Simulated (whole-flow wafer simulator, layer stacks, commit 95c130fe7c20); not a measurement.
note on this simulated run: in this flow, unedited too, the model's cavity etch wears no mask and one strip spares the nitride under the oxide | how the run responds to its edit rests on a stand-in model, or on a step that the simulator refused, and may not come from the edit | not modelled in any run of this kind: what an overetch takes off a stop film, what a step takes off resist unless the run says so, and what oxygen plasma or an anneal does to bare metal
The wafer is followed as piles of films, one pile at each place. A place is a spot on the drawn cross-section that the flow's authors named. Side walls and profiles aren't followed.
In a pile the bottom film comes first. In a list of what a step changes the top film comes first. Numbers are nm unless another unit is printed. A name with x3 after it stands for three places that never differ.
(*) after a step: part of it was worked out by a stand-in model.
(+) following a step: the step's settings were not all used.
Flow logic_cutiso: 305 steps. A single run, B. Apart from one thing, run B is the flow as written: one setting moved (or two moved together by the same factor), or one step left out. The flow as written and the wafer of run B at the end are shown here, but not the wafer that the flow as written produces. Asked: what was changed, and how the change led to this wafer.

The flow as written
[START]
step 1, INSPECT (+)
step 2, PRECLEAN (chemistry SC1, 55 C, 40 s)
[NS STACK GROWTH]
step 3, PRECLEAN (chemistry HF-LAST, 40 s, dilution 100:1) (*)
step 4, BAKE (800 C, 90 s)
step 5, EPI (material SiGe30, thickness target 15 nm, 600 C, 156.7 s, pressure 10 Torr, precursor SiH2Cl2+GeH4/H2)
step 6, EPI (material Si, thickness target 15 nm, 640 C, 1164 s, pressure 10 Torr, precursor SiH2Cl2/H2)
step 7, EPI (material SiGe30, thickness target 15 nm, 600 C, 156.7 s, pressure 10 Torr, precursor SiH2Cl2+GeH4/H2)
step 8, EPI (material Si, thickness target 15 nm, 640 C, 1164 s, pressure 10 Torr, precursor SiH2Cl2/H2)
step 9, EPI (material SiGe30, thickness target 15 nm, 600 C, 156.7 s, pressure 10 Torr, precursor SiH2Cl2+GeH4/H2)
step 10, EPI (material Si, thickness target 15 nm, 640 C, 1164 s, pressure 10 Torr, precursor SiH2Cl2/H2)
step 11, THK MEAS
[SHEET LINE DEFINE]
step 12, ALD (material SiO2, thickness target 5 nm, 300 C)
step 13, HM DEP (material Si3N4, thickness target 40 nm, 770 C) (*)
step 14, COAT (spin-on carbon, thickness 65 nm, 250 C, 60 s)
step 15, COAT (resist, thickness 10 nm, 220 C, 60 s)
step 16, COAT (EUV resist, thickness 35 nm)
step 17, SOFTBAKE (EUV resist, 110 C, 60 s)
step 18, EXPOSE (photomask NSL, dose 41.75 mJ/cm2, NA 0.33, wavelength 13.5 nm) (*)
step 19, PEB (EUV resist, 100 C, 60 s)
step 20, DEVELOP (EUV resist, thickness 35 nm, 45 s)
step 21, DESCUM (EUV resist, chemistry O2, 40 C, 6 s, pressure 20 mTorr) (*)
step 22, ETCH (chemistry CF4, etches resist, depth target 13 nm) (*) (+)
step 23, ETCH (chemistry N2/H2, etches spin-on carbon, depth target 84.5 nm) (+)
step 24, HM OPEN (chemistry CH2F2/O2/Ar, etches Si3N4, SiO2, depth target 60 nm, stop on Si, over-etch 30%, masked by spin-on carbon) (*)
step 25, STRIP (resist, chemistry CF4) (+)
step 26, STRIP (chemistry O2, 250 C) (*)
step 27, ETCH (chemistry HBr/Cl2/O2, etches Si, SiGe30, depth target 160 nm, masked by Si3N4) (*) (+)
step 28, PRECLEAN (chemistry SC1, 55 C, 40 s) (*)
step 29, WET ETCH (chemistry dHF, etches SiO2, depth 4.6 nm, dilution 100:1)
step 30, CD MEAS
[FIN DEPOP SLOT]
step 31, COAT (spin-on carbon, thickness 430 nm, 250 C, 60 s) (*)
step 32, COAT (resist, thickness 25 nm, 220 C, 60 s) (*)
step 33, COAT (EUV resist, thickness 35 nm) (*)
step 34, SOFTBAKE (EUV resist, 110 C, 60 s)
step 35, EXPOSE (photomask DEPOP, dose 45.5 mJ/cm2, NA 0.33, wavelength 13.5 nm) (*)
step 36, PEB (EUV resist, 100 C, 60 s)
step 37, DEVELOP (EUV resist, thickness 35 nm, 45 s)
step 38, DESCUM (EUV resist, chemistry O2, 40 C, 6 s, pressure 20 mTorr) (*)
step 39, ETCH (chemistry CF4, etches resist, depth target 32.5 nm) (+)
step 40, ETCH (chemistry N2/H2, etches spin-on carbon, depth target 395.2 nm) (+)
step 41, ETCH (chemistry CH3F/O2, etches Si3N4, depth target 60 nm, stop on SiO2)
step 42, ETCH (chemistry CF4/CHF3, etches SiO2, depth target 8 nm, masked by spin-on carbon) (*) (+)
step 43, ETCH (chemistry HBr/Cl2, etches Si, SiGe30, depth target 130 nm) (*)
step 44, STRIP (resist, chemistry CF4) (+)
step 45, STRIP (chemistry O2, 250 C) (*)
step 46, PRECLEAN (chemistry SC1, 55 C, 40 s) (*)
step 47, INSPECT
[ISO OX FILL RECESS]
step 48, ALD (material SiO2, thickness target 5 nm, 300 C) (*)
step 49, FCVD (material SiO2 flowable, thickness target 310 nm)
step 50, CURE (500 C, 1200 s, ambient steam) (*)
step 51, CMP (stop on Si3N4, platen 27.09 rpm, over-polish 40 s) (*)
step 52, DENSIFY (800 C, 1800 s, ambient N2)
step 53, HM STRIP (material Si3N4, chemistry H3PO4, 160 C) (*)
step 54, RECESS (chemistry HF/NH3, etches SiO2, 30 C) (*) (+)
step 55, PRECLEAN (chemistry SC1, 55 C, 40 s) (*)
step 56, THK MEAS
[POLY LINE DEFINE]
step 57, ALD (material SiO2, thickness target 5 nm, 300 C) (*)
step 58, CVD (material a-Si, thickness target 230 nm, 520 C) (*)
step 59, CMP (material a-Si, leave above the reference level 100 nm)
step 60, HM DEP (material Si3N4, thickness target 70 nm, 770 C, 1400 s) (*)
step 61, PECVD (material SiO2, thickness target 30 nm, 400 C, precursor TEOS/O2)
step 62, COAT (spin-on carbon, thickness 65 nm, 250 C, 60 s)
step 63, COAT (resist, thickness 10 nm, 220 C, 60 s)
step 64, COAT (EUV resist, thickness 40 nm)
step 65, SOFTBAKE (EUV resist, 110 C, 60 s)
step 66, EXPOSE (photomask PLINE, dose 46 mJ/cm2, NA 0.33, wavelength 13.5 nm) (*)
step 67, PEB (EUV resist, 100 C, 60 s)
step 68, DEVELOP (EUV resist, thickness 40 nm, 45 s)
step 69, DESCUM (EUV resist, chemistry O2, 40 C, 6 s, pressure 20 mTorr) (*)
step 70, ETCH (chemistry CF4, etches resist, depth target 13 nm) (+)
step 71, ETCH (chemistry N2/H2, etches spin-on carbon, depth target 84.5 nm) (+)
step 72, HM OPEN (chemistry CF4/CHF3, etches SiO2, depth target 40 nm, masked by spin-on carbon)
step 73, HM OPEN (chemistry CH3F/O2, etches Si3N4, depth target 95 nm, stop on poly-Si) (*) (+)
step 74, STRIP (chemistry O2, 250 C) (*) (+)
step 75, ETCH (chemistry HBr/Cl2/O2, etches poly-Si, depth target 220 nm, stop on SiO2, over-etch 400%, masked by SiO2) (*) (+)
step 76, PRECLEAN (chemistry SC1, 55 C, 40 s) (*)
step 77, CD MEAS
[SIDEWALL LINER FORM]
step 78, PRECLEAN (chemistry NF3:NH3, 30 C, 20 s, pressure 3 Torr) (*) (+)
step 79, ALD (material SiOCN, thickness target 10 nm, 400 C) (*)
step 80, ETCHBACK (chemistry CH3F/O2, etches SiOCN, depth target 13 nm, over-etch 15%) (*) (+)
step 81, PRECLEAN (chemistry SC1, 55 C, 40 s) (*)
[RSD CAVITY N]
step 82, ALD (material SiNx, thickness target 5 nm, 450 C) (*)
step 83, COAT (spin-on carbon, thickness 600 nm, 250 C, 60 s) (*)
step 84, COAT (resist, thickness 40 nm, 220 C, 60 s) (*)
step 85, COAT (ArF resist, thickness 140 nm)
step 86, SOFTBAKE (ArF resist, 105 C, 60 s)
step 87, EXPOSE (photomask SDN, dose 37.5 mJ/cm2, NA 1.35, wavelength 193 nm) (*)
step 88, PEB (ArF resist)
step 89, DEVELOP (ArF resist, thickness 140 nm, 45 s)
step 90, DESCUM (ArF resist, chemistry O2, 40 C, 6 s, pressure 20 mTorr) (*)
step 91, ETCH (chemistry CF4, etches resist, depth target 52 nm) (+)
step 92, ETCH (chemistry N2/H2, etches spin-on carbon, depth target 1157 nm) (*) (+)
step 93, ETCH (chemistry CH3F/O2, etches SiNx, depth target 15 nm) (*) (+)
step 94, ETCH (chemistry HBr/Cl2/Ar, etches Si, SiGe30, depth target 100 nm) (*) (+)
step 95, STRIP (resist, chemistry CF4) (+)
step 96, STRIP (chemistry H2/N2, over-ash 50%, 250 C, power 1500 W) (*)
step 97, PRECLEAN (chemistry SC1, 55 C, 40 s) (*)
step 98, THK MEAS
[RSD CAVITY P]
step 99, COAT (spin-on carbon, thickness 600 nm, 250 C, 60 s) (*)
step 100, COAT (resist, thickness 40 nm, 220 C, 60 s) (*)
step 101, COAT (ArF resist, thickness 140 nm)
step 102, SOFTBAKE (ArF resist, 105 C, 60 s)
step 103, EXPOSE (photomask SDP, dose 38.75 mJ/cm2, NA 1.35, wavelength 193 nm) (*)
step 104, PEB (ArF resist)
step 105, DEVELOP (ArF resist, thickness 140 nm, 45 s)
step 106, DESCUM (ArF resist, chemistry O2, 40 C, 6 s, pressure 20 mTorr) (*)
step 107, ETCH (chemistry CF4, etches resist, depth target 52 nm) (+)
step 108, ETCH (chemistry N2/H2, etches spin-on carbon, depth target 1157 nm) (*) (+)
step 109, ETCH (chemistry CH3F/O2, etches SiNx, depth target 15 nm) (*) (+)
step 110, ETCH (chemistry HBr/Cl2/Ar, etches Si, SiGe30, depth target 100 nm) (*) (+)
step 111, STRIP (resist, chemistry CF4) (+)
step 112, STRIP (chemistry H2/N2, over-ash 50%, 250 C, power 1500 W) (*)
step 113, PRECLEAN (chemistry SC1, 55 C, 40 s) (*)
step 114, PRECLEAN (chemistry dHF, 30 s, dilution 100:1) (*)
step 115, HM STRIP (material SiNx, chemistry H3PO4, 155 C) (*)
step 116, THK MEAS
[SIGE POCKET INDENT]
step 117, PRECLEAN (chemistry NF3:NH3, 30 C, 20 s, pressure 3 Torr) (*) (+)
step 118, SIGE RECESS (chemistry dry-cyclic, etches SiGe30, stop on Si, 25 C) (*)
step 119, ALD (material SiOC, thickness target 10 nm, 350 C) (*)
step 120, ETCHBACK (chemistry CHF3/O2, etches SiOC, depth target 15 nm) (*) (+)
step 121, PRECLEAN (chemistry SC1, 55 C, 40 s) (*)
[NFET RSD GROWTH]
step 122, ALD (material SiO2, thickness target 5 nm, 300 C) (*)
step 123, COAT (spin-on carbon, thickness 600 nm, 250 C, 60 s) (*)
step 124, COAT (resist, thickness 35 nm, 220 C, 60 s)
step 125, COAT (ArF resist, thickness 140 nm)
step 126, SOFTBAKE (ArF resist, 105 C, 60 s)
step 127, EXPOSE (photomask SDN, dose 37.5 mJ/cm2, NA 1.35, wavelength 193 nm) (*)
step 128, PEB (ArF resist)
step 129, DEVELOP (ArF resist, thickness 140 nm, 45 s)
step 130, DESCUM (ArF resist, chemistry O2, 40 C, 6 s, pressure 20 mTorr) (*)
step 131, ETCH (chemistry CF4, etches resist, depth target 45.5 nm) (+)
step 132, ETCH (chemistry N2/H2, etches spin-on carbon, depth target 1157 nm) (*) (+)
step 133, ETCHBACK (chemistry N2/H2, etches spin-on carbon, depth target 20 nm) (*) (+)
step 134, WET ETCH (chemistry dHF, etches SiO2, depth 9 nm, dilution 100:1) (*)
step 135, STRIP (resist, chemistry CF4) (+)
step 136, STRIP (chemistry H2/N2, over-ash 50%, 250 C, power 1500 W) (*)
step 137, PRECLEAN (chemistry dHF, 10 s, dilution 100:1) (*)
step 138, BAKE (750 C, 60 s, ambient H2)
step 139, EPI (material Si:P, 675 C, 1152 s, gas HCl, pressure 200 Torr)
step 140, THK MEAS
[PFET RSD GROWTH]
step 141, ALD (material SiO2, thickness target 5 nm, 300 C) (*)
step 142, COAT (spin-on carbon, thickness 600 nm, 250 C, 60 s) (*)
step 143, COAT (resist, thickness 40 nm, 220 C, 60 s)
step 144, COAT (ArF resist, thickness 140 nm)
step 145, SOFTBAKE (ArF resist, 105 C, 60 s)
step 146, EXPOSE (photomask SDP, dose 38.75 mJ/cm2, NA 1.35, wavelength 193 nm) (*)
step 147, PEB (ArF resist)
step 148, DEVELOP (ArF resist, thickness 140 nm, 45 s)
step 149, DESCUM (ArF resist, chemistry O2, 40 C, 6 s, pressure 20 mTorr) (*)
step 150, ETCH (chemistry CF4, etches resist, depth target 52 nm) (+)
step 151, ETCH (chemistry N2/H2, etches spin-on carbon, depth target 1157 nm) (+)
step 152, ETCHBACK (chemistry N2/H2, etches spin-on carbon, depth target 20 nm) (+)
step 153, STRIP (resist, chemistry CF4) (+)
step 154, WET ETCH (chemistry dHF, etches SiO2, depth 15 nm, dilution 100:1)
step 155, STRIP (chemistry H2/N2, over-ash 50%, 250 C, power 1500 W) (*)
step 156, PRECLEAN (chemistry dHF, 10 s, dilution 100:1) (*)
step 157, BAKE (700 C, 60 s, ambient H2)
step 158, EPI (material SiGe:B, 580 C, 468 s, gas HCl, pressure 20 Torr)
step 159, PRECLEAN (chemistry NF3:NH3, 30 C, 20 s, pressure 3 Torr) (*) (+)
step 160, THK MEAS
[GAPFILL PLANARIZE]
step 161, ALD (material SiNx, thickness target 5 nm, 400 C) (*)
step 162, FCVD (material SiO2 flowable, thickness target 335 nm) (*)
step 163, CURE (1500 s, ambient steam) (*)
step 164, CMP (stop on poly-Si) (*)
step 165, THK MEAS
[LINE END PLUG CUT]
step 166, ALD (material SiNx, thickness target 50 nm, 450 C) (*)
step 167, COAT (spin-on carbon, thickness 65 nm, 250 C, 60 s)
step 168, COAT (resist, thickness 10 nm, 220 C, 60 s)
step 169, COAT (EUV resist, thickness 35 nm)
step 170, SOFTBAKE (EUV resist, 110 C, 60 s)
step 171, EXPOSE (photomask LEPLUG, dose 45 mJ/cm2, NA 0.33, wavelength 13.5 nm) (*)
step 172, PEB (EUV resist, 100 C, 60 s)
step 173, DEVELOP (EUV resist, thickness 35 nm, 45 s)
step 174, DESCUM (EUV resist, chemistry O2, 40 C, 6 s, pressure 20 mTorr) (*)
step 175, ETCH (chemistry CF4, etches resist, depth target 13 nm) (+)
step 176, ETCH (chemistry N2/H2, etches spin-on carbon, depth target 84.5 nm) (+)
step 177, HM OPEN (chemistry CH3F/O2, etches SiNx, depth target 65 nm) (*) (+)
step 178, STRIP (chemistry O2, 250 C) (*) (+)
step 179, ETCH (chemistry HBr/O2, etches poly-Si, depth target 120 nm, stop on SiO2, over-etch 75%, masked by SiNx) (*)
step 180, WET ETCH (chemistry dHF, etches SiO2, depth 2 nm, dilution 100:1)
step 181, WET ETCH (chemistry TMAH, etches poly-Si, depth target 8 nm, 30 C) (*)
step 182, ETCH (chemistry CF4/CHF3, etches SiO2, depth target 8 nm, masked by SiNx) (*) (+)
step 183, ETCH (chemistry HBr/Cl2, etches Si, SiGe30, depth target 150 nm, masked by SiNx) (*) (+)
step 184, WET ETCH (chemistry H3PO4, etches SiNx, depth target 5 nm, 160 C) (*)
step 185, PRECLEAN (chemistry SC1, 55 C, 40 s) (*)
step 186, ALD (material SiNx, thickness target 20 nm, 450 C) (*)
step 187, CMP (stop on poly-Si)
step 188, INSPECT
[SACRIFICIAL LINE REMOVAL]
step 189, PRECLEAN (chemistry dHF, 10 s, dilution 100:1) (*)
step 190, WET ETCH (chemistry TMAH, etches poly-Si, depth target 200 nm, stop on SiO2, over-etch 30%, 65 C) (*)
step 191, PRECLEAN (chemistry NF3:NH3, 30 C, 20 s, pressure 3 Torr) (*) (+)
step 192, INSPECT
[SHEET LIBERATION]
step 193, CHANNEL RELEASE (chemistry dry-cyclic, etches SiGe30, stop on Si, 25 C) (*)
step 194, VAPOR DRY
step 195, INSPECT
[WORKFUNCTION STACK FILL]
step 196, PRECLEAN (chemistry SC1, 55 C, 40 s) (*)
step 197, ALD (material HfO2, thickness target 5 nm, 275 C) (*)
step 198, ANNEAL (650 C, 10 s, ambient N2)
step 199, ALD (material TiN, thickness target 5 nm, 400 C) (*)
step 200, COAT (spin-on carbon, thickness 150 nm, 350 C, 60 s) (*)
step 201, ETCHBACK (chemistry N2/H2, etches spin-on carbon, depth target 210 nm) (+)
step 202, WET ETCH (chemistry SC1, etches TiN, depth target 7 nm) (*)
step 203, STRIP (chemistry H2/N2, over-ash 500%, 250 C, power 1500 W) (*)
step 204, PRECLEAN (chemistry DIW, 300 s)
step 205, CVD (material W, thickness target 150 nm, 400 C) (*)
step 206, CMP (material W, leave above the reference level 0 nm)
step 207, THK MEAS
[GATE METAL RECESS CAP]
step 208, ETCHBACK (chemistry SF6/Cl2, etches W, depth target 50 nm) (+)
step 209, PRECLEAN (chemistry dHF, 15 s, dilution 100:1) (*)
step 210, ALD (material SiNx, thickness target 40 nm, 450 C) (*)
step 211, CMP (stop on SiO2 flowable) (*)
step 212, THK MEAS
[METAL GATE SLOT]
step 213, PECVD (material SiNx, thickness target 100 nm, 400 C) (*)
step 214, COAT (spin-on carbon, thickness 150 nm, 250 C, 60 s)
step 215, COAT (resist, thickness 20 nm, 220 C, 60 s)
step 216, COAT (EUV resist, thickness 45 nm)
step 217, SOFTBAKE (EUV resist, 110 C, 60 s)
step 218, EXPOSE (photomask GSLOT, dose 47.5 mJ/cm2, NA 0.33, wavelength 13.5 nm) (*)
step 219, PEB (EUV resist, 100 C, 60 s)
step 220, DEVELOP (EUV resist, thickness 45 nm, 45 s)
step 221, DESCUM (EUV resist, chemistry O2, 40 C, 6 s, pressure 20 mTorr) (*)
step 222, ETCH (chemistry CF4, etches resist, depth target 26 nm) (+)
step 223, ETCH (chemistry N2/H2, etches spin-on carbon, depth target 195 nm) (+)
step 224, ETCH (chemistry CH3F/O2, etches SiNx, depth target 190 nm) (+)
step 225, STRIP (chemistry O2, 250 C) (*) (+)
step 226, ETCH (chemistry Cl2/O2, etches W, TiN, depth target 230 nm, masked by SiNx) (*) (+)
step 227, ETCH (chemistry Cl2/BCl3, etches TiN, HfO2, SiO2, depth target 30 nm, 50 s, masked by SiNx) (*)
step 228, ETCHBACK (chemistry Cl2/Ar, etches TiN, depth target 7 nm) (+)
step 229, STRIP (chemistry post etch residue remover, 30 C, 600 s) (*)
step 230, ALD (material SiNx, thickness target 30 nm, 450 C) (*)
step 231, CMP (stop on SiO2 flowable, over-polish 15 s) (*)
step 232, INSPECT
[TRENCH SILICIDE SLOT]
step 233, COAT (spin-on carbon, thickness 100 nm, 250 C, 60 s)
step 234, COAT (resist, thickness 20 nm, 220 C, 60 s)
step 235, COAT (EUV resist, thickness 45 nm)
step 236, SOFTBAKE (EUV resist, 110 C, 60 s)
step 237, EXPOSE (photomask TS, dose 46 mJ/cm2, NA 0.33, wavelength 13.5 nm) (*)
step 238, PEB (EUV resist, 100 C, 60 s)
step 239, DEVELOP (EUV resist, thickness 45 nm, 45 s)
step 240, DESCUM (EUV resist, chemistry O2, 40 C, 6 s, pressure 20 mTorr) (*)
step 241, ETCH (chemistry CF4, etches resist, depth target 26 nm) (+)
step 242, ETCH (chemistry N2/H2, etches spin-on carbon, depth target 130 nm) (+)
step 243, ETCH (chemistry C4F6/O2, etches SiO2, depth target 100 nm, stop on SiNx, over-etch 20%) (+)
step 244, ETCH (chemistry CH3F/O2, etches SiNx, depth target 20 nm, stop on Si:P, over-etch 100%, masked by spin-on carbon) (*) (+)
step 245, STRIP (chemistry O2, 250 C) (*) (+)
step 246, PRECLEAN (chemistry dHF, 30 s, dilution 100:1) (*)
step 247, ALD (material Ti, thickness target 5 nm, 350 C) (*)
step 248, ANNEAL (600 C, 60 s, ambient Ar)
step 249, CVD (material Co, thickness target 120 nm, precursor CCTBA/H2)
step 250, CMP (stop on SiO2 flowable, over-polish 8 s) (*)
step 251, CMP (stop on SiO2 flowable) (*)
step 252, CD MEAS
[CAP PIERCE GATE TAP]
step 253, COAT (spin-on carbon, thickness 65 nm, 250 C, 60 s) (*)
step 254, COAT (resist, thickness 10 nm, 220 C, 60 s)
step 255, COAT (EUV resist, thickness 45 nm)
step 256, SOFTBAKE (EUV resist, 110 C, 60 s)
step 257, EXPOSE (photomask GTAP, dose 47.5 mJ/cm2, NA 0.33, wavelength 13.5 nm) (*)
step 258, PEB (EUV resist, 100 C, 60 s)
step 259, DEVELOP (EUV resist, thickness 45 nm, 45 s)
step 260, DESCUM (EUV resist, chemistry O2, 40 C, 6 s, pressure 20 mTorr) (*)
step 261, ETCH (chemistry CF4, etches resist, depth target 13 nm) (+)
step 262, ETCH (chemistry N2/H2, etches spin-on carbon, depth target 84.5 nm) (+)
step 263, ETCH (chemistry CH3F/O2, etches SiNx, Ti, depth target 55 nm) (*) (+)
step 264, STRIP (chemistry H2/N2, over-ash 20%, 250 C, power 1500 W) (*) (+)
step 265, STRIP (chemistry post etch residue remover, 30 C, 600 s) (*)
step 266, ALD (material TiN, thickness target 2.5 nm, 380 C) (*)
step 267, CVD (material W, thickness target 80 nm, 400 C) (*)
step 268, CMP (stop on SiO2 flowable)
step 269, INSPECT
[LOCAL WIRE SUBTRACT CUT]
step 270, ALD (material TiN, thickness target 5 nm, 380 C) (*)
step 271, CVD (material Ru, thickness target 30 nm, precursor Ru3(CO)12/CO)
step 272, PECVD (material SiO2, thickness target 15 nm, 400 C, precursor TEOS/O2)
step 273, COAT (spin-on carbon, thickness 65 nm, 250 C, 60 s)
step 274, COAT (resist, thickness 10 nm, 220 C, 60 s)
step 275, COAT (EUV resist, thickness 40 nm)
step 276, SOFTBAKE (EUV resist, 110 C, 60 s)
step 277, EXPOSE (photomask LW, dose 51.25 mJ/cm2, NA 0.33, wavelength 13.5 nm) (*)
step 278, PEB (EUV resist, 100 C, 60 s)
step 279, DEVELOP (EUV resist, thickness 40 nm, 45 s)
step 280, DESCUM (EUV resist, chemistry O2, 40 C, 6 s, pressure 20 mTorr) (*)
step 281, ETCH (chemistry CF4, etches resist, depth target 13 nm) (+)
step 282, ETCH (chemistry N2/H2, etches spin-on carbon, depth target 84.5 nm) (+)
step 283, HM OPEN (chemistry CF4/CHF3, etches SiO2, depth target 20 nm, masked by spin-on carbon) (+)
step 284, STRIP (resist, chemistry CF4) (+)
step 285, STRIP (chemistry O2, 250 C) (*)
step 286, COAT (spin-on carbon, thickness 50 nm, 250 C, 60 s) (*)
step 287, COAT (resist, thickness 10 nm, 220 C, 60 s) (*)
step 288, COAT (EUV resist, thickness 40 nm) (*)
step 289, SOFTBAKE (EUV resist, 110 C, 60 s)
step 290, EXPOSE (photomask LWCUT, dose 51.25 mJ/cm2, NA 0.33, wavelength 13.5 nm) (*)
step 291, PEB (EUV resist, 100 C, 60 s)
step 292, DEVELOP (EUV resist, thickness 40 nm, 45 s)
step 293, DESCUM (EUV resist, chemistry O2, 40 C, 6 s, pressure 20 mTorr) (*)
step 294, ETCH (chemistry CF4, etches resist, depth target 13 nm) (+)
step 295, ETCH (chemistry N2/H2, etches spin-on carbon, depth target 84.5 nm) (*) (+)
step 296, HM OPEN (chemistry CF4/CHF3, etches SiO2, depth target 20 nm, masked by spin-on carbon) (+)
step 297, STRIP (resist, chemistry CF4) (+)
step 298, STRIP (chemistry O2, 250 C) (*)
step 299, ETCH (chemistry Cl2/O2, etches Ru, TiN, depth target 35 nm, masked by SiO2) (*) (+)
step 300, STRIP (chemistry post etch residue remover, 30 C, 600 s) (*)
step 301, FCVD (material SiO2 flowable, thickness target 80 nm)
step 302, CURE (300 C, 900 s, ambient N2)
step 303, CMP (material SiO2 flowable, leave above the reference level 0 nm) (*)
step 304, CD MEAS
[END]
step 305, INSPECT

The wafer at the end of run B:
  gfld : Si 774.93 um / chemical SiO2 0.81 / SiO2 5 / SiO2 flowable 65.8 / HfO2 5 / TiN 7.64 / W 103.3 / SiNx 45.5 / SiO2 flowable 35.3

The reason: step 224, ETCH: depth target 133 nm was run, while the flow as written has depth target 190 nm.

The path from the change to this, step by step:
  step 224, ETCH (chemistry CH3F/O2, etches SiNx, depth target 190 nm) (+)
      gfld: SiNx loses 133 (it would be, as written: SiNx loses 138.1 (all of it), W loses 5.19)
      depop, dpovl, gl and 18 more: resist loses 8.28 (all of it), spin-on carbon loses 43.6 (it would be, as written: resist loses 8.28 (all of it), spin-on carbon loses 70.8)
  step 225, STRIP (chemistry O2, 250 C) (*) (+)
      gl, glp, gxf and 11 more: spin-on carbon loses 106.4 (all of it) (it would be, as written: spin-on carbon loses 79.3 (all of it))
      depop, dpovl, isow, ns, nsgap, rsdn, rsdx: spin-on carbon loses 106.4 (all of it) (it would be, as written: spin-on carbon loses 79.2 (all of it))
  step 226, ETCH (chemistry Cl2/O2, etches W, TiN, depth target 230 nm, masked by SiNx) (*) (+)
      depop, dpovl, gl and 18 more: nothing (it would be, as written: SiNx loses 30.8)
      gfld: nothing (it would be, as written: W loses 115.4 (all of it), TiN loses 7.64 (all of it), HfO2 loses 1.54)
  step 227, ETCH (chemistry Cl2/BCl3, etches TiN, HfO2, SiO2, depth target 30 nm, 50 s, masked by SiNx) (*)
      gfld: SiNx loses 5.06 (all of it), W loses 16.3 (it would be, as written: HfO2 loses 3.46 (all of it), SiO2 flowable loses 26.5)
  step 228, ETCHBACK (chemistry Cl2/Ar, etches TiN, depth target 7 nm) (+)
      gfld: W loses 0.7 (it would be, as written: SiO2 flowable loses 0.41)
  step 230, ALD (material SiNx, thickness target 30 nm, 450 C) (*)
      gfld: SiNx gains 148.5 (new film) (it would be, as written: SiNx gains 260.6 (new film))
  step 231, CMP (stop on SiO2 flowable, over-polish 15 s) (*)
      depop, dpovl, gfld and 10 more: SiNx loses 93.5 (it would be, as written: SiNx loses 62.7)
      lnr, lnri, lnrp, lnrt: SiNx loses 91.7 (all of it), SiOCN loses 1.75 (it would be, as written: SiNx loses 61 (all of it), SiOCN loses 1.75)
      (as well as at 5 more places)
Taking metal films that touch as one body, gfld has 1 body; the flow as written gives 0 bodies.
